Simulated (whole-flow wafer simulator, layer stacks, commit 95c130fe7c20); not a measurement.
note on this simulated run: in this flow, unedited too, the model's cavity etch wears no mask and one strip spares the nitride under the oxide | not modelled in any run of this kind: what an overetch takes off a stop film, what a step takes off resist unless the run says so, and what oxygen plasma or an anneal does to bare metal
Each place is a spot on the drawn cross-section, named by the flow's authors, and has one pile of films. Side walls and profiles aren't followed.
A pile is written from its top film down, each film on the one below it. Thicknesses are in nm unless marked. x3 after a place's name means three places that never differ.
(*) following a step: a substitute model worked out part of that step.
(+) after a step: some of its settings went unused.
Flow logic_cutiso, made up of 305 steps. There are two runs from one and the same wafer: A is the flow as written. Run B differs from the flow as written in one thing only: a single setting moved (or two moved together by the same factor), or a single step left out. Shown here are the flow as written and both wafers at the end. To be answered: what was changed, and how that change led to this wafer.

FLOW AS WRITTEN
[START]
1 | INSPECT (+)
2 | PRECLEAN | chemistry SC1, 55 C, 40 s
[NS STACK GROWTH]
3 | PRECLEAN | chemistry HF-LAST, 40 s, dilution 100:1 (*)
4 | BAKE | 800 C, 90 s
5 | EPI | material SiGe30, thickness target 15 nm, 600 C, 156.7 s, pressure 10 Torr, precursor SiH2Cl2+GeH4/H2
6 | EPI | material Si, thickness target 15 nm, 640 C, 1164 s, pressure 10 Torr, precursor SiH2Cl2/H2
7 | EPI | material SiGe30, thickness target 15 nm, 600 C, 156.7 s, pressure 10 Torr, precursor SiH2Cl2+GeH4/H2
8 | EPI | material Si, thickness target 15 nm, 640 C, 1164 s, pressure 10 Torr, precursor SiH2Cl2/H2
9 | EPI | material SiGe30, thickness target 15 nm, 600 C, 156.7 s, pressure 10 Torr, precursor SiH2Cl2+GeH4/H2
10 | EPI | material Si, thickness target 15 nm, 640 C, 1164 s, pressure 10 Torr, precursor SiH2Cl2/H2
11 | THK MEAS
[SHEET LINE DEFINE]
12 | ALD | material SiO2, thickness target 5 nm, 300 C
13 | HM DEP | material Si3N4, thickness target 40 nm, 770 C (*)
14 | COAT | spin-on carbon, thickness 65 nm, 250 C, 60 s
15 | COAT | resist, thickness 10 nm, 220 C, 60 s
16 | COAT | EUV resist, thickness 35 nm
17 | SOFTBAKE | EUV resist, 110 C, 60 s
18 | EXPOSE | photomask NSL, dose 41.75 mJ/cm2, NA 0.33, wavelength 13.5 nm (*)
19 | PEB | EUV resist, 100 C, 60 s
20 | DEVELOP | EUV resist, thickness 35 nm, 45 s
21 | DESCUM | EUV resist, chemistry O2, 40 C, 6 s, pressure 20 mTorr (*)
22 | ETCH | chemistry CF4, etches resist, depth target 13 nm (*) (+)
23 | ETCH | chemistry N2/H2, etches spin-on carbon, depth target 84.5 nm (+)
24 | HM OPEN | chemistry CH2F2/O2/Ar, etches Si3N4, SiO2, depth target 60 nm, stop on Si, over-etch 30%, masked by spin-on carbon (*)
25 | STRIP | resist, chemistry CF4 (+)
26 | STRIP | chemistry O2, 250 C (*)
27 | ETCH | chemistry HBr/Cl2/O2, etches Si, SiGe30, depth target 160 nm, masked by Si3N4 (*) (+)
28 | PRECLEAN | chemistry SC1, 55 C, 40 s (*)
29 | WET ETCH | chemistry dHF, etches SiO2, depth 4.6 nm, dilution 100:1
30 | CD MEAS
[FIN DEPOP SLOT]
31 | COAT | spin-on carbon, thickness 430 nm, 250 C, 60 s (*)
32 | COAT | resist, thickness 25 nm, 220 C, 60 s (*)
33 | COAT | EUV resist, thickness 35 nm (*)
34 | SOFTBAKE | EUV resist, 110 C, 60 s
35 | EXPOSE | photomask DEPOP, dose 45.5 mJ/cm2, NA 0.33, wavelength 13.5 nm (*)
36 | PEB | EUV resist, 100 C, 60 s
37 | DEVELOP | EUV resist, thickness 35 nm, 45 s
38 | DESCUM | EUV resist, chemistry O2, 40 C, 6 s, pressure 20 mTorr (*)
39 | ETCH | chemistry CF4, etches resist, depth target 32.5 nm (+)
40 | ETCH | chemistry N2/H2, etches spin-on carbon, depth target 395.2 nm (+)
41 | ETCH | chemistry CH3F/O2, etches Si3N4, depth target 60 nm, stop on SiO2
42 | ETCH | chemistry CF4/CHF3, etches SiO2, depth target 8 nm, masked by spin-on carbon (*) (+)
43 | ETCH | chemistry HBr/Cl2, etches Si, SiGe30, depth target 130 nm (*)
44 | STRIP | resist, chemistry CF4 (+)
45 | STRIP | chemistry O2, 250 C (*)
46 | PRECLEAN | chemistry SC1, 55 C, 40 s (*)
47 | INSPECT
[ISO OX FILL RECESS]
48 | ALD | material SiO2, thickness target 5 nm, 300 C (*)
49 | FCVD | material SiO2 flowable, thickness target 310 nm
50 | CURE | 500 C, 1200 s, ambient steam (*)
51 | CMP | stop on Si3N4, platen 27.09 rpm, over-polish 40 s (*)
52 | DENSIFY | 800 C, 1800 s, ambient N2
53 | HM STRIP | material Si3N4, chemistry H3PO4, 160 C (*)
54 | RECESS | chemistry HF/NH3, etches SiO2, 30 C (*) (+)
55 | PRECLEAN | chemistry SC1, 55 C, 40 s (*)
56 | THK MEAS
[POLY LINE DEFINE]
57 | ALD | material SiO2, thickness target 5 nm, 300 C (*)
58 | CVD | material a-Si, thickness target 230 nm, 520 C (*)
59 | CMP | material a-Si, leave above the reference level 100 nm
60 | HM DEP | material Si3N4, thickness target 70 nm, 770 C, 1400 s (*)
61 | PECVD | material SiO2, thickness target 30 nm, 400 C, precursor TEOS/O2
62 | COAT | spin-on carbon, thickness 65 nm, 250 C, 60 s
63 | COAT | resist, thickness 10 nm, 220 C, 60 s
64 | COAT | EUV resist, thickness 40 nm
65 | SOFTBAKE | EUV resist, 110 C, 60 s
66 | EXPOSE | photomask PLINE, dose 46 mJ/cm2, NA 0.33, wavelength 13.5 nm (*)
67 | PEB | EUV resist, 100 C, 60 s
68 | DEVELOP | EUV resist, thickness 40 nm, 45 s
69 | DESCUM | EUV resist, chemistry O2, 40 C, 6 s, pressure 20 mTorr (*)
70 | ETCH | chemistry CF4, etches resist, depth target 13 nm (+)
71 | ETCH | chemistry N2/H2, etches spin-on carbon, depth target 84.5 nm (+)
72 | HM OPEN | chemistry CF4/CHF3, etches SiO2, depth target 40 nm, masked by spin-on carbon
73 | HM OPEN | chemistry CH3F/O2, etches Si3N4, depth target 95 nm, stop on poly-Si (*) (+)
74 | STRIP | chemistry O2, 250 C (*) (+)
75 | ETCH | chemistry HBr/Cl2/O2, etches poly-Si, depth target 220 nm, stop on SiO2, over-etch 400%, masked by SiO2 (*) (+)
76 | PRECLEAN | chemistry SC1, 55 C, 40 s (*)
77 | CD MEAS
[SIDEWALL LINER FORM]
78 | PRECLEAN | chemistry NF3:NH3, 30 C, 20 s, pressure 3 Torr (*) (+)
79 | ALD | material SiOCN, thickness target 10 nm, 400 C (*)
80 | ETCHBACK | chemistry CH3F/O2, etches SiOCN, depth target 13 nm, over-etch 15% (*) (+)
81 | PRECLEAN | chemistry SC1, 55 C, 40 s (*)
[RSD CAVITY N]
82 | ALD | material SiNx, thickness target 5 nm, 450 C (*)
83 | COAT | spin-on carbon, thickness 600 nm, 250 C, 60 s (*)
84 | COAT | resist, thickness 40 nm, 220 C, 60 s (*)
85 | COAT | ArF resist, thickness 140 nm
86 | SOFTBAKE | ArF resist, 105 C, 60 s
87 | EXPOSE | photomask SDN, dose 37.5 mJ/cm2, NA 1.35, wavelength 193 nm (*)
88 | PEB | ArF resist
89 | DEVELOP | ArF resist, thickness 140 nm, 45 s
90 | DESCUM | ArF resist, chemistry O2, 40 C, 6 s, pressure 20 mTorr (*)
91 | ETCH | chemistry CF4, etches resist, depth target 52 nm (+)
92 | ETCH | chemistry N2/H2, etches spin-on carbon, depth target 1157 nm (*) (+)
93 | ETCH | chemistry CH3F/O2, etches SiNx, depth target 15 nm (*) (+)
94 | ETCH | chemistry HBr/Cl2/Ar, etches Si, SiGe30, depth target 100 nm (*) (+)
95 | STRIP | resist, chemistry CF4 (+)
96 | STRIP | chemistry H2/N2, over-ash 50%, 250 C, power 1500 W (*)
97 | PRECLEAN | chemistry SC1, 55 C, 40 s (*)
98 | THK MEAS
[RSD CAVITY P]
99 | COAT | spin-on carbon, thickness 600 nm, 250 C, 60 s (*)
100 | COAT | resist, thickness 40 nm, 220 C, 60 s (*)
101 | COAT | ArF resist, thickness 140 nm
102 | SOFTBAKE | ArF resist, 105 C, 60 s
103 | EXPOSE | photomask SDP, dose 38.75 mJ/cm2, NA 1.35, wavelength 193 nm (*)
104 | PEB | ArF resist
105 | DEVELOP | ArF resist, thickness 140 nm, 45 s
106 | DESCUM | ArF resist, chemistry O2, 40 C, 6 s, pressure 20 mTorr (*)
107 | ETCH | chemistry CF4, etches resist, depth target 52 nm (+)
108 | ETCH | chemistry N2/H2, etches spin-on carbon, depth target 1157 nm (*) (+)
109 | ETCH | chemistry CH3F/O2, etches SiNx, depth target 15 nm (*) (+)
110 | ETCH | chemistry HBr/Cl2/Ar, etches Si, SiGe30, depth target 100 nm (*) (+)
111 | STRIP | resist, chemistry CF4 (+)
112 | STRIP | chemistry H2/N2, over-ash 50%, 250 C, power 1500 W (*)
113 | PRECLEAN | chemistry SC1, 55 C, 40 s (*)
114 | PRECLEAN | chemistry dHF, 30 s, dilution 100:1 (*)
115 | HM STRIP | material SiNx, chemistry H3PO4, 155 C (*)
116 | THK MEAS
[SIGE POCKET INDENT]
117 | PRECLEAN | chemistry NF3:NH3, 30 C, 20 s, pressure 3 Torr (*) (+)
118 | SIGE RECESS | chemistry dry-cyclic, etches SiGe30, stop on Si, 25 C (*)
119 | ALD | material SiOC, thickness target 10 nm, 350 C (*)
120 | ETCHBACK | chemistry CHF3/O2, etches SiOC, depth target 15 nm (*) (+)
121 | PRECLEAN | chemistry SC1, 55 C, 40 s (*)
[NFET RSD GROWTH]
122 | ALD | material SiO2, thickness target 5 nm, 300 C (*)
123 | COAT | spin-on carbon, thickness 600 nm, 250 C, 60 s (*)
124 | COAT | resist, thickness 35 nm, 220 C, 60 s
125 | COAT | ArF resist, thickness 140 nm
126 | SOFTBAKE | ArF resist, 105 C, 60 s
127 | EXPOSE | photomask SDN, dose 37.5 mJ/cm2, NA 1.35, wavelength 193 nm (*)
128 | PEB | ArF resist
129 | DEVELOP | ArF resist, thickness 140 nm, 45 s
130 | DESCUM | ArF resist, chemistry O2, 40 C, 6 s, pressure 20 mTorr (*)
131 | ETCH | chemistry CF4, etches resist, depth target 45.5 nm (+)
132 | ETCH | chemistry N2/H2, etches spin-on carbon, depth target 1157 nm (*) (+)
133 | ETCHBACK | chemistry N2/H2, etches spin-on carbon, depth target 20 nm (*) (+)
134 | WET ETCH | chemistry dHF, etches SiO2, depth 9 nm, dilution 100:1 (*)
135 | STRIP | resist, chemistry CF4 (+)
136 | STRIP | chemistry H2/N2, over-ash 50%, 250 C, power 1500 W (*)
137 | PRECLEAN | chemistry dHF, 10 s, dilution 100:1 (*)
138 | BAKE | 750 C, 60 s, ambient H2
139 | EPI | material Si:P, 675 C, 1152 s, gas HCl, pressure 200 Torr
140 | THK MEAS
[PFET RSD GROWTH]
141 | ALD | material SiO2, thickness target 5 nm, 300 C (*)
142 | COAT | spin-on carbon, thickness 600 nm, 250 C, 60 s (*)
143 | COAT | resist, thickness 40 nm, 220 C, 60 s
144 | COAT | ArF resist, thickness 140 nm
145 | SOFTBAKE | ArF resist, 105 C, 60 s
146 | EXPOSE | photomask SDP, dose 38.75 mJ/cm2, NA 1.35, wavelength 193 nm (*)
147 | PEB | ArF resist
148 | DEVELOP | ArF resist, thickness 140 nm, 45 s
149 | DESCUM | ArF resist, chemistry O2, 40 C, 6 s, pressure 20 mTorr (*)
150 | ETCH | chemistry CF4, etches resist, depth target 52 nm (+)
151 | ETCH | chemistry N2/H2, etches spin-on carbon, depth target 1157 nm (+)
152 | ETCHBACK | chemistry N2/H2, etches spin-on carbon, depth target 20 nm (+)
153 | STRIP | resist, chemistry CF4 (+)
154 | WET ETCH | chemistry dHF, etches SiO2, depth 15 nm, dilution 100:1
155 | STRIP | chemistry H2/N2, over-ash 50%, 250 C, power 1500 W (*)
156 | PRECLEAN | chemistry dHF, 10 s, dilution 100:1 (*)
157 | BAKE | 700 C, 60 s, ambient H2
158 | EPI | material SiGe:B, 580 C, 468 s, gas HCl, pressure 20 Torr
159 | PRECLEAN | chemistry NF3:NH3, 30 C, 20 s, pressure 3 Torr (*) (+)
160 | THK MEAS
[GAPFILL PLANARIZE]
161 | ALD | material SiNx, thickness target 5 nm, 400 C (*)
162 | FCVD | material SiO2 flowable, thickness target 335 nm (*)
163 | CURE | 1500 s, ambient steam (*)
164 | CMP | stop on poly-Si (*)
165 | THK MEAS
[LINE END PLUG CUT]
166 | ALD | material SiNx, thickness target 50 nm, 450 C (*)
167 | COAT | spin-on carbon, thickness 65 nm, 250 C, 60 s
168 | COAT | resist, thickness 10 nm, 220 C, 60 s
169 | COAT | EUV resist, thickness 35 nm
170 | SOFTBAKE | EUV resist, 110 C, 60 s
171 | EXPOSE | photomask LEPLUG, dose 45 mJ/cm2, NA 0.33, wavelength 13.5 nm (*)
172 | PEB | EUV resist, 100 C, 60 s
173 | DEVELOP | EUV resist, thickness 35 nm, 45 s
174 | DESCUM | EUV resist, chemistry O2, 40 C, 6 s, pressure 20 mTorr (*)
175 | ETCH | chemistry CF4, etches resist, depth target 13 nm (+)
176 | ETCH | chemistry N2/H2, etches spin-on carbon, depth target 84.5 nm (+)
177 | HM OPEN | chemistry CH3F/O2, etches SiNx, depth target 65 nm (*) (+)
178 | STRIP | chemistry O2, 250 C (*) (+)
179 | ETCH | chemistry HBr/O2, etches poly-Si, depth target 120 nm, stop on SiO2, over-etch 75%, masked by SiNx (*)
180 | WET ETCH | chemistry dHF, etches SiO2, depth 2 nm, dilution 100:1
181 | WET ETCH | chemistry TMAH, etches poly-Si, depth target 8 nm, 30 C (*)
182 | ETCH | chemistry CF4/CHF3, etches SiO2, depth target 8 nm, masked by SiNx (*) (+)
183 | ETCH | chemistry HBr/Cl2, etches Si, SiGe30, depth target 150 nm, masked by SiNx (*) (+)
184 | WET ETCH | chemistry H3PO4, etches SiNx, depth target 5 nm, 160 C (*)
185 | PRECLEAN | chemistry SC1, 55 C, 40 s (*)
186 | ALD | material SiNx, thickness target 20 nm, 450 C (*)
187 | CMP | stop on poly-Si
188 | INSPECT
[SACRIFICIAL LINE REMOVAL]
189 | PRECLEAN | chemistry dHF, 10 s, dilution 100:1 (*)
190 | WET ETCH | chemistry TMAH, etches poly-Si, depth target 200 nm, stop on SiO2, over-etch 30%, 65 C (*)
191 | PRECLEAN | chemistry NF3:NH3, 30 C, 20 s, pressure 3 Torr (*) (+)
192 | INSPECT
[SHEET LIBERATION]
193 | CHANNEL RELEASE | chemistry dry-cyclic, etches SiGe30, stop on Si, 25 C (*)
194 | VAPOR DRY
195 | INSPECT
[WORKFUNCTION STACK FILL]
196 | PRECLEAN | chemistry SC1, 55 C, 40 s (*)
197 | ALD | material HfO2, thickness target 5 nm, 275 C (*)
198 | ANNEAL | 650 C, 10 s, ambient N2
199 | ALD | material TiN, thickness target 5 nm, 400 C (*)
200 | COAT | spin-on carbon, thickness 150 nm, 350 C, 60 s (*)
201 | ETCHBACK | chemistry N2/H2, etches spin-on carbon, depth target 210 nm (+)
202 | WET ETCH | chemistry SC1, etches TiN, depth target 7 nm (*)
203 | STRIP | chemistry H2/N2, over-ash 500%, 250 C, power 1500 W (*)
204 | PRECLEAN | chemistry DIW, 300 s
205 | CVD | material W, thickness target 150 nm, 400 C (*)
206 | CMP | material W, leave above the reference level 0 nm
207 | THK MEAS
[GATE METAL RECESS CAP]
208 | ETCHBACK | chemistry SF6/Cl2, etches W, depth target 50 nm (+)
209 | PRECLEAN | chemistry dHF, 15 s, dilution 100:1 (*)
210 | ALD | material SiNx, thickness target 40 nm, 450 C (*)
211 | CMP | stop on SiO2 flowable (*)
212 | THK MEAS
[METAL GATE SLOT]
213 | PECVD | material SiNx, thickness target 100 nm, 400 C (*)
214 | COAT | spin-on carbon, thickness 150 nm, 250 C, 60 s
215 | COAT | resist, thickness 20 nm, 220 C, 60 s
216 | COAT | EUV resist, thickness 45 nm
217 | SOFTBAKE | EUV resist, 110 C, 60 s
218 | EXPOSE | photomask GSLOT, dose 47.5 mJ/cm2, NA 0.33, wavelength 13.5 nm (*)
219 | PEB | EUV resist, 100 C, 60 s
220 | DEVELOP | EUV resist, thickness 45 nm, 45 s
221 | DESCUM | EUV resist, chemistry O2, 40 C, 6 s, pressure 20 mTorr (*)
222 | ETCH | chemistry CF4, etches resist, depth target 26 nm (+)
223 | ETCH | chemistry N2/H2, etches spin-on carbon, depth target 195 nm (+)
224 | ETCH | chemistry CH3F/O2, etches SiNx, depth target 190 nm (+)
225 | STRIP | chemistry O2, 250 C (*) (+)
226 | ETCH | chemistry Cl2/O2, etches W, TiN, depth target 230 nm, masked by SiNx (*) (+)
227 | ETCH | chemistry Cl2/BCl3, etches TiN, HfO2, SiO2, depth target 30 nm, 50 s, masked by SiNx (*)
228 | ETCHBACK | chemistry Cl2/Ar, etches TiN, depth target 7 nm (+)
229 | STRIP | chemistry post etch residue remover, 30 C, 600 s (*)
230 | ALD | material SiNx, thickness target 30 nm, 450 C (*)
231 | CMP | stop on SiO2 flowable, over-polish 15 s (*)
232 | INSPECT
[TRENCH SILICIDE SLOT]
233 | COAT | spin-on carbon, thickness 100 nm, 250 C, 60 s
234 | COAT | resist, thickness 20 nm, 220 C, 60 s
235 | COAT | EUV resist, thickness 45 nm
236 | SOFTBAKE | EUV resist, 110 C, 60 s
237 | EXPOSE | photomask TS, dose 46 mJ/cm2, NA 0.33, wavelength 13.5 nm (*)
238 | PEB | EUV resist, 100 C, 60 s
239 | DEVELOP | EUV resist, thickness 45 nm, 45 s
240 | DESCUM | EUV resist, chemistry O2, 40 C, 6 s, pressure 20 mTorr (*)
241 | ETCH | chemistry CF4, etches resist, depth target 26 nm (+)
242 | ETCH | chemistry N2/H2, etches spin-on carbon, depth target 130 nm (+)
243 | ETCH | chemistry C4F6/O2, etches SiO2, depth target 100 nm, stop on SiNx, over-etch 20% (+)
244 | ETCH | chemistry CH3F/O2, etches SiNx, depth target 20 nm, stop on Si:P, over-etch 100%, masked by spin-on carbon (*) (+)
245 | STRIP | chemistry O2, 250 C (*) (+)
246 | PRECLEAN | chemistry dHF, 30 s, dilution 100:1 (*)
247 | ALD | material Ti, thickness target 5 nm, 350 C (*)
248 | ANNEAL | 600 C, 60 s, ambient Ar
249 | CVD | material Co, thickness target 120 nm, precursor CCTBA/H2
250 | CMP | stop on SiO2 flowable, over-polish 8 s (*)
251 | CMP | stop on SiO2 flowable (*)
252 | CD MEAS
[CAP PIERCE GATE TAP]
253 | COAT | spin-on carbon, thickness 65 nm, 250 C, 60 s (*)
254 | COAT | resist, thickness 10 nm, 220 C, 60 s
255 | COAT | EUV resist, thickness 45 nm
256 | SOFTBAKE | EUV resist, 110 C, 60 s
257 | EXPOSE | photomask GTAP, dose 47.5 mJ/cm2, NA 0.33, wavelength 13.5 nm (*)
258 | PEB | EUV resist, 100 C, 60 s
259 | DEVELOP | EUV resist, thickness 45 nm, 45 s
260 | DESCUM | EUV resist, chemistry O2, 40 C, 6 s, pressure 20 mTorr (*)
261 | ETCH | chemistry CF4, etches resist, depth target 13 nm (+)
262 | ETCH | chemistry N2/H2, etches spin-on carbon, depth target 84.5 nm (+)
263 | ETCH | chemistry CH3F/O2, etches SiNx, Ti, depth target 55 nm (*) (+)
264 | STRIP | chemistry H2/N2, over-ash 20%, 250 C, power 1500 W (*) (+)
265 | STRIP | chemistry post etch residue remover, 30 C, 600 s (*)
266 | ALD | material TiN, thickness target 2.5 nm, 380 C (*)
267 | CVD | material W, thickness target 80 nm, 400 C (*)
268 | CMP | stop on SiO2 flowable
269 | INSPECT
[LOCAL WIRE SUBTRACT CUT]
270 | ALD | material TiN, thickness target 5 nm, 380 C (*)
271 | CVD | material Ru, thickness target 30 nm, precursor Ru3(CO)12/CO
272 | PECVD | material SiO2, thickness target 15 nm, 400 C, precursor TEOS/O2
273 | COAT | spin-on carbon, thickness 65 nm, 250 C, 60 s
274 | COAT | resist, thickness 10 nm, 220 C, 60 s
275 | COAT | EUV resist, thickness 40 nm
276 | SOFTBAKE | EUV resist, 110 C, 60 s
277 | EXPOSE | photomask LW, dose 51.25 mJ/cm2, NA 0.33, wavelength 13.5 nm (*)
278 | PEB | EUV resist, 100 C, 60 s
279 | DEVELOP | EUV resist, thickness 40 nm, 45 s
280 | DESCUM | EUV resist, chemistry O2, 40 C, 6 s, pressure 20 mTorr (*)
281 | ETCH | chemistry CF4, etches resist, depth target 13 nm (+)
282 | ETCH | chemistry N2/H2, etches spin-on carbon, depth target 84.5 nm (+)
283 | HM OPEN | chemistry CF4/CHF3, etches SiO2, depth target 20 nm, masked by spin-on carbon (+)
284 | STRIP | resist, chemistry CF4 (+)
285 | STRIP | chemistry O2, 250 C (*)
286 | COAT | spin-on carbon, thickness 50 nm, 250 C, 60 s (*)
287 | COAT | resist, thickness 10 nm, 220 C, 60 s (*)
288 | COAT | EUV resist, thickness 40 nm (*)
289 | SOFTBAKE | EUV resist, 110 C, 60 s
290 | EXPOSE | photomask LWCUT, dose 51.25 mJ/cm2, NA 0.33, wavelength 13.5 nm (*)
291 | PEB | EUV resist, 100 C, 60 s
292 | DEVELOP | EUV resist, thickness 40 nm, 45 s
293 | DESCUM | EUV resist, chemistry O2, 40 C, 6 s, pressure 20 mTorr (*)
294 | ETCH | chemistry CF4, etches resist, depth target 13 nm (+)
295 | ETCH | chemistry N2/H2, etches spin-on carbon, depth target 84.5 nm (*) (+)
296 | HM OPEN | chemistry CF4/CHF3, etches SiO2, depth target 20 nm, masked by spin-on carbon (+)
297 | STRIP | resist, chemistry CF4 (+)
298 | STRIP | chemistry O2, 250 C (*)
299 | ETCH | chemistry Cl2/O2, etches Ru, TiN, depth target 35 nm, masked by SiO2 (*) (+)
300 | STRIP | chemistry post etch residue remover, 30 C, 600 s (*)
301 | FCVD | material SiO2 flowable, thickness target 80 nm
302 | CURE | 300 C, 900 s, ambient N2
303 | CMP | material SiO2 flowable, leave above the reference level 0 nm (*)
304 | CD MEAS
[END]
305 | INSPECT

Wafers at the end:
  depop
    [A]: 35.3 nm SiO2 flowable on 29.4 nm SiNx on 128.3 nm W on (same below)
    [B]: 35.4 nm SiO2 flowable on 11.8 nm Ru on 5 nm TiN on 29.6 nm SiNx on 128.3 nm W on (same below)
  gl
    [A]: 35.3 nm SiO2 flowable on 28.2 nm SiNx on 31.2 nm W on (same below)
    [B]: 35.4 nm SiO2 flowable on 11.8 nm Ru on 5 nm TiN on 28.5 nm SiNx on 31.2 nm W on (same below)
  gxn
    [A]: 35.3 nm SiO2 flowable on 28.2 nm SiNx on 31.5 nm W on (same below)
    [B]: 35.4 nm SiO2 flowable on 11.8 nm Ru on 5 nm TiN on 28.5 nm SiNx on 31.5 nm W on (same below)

The reason: step 271, CVD: thickness target 47.2 nm was run, though the flow has thickness target 30 nm.

The path from the change to this, step by step:
  271 | CVD | material Ru, thickness target 30 nm, precursor Ru3(CO)12/CO
      depop, dpovl, gfld and 19 more: A Ru gains 30 (new film) | B Ru gains 47.2 (new film)
  299 | ETCH | chemistry Cl2/O2, etches Ru, TiN, depth target 35 nm, masked by SiO2 (*) (+)
      depop, dpovl, gfld and 15 more: A Ru loses 29.6 (all of it), TiN loses 5 (all of it) | B Ru loses 35
  301 | FCVD | material SiO2 flowable, thickness target 80 nm
      iso, rsdx: A SiO2 flowable gains 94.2 | B SiO2 flowable gains 94.3 (new film)
With metal films that touch counted as one body, depop has 2 bodies (between them, from the top down: SiNx 29.6); the flow as written gives 1 body.
With metal films that touch counted as one body, gl has 5 bodies (between them, from the top down: SiNx 28.5; HfO2 5 / chemical SiO2 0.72 / Si 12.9 / chemical SiO2 0.8 / HfO2 5; HfO2 5 / chemical SiO2 0.8 / Si 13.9 / chemical SiO2 0.8 / HfO2 5; HfO2 5 / chemical SiO2 0.8 / Si 13.9 / chemical SiO2 0.8 / HfO2 5); the flow as written gives 4 bodies (between them, from the top down: HfO2 5 / chemical SiO2 0.72 / Si 12.9 / chemical SiO2 0.8 / HfO2 5; HfO2 5 / chemical SiO2 0.8 / Si 13.9 / chemical SiO2 0.8 / HfO2 5; HfO2 5 / chemical SiO2 0.8 / Si 13.9 / chemical SiO2 0.8 / HfO2 5).
With metal films that touch counted as one body, gxn has 5 bodies (between them, from the top down: SiNx 28.5; HfO2 5 / chemical SiO2 0.72 / Si 12.9 / chemical SiO2 0.8 / HfO2 5; HfO2 5 / chemical SiO2 0.8 / Si 13.9 / chemical SiO2 0.8 / HfO2 5; HfO2 5 / chemical SiO2 0.8 / Si 13.9 / chemical SiO2 0.8 / HfO2 5); the flow as written gives 4 bodies (between them, from the top down: HfO2 5 / chemical SiO2 0.72 / Si 12.9 / chemical SiO2 0.8 / HfO2 5; HfO2 5 / chemical SiO2 0.8 / Si 13.9 / chemical SiO2 0.8 / HfO2 5; HfO2 5 / chemical SiO2 0.8 / Si 13.9 / chemical SiO2 0.8 / HfO2 5).
